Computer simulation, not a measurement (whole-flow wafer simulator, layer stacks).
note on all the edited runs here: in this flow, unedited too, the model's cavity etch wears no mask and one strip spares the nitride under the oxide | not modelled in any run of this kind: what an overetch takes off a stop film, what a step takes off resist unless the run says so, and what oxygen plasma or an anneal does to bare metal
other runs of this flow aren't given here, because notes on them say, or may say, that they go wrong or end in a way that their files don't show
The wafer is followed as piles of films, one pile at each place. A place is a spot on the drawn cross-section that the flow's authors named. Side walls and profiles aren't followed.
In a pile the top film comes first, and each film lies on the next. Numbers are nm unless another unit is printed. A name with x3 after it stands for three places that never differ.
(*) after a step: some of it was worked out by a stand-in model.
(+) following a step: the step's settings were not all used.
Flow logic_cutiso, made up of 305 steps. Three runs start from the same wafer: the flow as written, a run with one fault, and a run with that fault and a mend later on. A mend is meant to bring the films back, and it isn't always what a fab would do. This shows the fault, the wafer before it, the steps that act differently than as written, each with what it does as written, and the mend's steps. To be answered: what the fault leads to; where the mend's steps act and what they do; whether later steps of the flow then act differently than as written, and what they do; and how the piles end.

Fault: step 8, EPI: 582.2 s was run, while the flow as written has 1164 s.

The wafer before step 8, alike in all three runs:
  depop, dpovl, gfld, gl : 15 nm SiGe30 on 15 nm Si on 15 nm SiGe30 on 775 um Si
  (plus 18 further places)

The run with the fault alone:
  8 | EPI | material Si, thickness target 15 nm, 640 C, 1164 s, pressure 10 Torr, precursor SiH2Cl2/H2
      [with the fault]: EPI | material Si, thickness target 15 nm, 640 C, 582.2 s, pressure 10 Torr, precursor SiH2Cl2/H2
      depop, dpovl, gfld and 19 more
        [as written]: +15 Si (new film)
        [with the fault]: +7.5 Si (new film)
  Steps later in the flow that act otherwise than as written (2 other steps are not shown; they differ only slightly, by no more than 2% or 0.5 nm, whichever is larger):
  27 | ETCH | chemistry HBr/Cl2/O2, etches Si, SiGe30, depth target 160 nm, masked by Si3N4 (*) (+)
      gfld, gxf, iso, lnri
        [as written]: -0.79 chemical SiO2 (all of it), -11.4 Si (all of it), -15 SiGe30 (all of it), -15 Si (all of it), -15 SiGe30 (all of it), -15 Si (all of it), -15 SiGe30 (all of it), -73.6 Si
        [with the fault]: -0.79 chemical SiO2 (all of it), -11.4 Si (all of it), -15 SiGe30 (all of it), -7.5 Si (all of it), -15 SiGe30 (all of it), -15 Si (all of it), -15 SiGe30 (all of it), -81.1 Si
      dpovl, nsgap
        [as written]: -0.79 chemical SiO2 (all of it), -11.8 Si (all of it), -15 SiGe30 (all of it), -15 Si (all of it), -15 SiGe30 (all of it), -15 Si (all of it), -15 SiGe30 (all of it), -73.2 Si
        [with the fault]: -0.79 chemical SiO2 (all of it), -11.8 Si (all of it), -15 SiGe30 (all of it), -7.5 Si (all of it), -15 SiGe30 (all of it), -15 Si (all of it), -15 SiGe30 (all of it), -80.7 Si
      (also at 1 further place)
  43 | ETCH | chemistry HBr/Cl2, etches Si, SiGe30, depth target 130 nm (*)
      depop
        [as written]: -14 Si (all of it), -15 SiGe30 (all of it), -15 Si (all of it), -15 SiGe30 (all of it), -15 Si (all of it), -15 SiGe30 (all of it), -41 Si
        [with the fault]: -14 Si (all of it), -15 SiGe30 (all of it), -7.5 Si (all of it), -15 SiGe30 (all of it), -15 Si (all of it), -15 SiGe30 (all of it), -48.5 Si
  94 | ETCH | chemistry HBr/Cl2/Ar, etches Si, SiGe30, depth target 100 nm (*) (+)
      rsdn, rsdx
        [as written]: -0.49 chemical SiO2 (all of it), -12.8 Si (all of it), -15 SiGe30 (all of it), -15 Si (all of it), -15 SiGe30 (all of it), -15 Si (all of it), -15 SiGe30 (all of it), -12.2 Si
        [with the fault]: -0.49 chemical SiO2 (all of it), -12.8 Si (all of it), -15 SiGe30 (all of it), -7.5 Si (all of it), -15 SiGe30 (all of it), -15 Si (all of it), -15 SiGe30 (all of it), -19.7 Si
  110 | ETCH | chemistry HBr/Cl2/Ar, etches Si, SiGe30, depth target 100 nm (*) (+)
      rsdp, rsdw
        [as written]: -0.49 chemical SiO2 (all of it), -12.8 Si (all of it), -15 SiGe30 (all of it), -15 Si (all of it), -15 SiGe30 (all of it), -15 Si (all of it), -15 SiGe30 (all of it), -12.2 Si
        [with the fault]: -0.49 chemical SiO2 (all of it), -12.8 Si (all of it), -15 SiGe30 (all of it), -7.5 Si (all of it), -15 SiGe30 (all of it), -15 Si (all of it), -15 SiGe30 (all of it), -19.7 Si
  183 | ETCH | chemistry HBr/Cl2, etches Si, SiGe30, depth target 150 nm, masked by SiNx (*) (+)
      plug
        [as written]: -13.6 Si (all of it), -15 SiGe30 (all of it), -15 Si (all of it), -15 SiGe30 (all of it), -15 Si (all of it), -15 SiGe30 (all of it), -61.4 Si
        [with the fault]: -13.6 Si (all of it), -15 SiGe30 (all of it), -7.5 Si (all of it), -15 SiGe30 (all of it), -15 Si (all of it), -15 SiGe30 (all of it), -68.9 Si
  The piles end different from the flow's at gl, glp, gxn and 6 more by more than 2% or 0.5 nm, whichever is larger.
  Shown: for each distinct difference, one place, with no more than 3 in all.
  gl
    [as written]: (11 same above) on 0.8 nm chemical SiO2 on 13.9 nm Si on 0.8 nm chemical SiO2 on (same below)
    [with the fault]: (11 same above) on 0.8 nm chemical SiO2 on 6.42 nm Si on 0.8 nm chemical SiO2 on (same below)
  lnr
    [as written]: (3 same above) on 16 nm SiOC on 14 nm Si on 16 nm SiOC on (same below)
    [with the fault]: (3 same above) on 16 nm SiOC on 6.47 nm Si on 16 nm SiOC on (same below)
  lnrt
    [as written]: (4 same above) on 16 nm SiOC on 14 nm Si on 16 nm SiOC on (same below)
    [with the fault]: (4 same above) on 16 nm SiOC on 6.47 nm Si on 16 nm SiOC on (same below)

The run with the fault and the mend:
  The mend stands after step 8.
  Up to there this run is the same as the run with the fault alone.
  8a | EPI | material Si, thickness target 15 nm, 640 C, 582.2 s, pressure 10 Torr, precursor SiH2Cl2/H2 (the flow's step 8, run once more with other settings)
      depop, dpovl, gfld and 19 more
        +7.5 Si
  Later steps of the flow that are run all act as written at every place that is followed.
  By the end, the piles equal the flow's at every place that both follow.
